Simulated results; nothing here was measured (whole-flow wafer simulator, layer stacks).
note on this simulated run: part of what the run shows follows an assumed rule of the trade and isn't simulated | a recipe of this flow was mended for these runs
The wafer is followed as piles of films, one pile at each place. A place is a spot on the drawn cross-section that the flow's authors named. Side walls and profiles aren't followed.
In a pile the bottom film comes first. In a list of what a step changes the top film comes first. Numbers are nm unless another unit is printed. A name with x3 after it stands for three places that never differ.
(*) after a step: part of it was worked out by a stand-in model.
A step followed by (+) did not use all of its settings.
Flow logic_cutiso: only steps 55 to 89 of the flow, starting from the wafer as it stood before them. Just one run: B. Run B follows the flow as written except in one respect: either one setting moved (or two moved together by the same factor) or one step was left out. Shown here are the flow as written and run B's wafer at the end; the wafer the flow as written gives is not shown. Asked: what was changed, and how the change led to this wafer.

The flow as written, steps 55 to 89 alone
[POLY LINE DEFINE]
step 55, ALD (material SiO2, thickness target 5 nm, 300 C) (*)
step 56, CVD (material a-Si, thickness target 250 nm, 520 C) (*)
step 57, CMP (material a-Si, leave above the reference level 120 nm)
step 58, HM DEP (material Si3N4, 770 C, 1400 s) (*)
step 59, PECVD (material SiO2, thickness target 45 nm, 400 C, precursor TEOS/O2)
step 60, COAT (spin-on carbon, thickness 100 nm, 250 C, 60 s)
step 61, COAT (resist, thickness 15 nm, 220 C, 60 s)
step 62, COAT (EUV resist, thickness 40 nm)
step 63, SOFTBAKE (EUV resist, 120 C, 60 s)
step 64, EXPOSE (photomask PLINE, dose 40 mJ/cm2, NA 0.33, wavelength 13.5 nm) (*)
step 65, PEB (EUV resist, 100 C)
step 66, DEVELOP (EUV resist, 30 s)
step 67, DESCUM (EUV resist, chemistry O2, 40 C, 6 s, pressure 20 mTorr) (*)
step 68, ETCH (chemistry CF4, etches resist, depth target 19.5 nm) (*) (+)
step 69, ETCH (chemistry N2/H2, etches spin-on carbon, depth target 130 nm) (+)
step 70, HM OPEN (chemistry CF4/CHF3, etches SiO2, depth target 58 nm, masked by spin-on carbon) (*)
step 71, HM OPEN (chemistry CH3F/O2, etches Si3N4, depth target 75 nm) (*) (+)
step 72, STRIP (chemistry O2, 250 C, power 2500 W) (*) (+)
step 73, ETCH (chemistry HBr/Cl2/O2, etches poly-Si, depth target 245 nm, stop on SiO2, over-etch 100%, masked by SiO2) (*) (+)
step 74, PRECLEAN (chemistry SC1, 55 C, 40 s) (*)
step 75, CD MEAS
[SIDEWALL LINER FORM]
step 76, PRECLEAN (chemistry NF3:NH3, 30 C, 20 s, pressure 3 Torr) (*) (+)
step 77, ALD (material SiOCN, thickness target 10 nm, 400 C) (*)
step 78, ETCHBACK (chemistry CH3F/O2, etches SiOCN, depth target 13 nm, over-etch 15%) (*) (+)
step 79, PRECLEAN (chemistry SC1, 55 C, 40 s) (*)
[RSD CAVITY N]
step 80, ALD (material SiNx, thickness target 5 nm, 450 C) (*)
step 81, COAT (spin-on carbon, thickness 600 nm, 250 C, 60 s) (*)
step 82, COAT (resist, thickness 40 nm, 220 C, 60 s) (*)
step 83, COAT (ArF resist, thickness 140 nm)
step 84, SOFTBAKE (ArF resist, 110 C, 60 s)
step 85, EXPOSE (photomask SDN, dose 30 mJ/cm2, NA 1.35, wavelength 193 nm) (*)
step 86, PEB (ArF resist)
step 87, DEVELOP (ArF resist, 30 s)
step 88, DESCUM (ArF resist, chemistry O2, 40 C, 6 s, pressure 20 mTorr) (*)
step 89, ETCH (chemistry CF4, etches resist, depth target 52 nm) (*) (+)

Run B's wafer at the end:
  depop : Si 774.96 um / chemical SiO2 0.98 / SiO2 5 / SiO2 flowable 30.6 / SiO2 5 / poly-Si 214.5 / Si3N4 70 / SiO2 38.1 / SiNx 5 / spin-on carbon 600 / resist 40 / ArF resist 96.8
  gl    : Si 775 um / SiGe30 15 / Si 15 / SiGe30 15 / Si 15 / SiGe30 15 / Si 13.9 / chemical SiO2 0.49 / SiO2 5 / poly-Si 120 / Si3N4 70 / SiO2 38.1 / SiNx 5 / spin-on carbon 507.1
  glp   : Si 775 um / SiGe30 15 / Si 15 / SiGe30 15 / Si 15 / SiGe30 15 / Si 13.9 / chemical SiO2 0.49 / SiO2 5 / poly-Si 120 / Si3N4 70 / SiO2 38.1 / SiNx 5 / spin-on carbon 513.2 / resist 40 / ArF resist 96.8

What caused this: step 59, PECVD: thickness target 54.7 nm was run, though the flow has thickness target 45 nm.

The path from the change to this, step by step:
  step 59, PECVD (material SiO2, thickness target 45 nm, 400 C, precursor TEOS/O2)
      depop, dpovl x3, gfld and 17 more: +54.7 SiO2 (new film) (as written it would have been: +45 SiO2 (new film))
  step 70, HM OPEN (chemistry CF4/CHF3, etches SiO2, depth target 58 nm, masked by spin-on carbon) (*)
      iso, lnr, lnri and 6 more: -52.9 SiO2 (all of it), -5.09 Si3N4 (as written it would have been: -43.2 SiO2 (all of it), -14.8 Si3N4)
  step 71, HM OPEN (chemistry CH3F/O2, etches Si3N4, depth target 75 nm) (*) (+)
      iso, lnr, lnri and 6 more: -64.9 Si3N4 (all of it), -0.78 poly-Si (as written it would have been: -55.2 Si3N4 (all of it), -1.52 poly-Si)
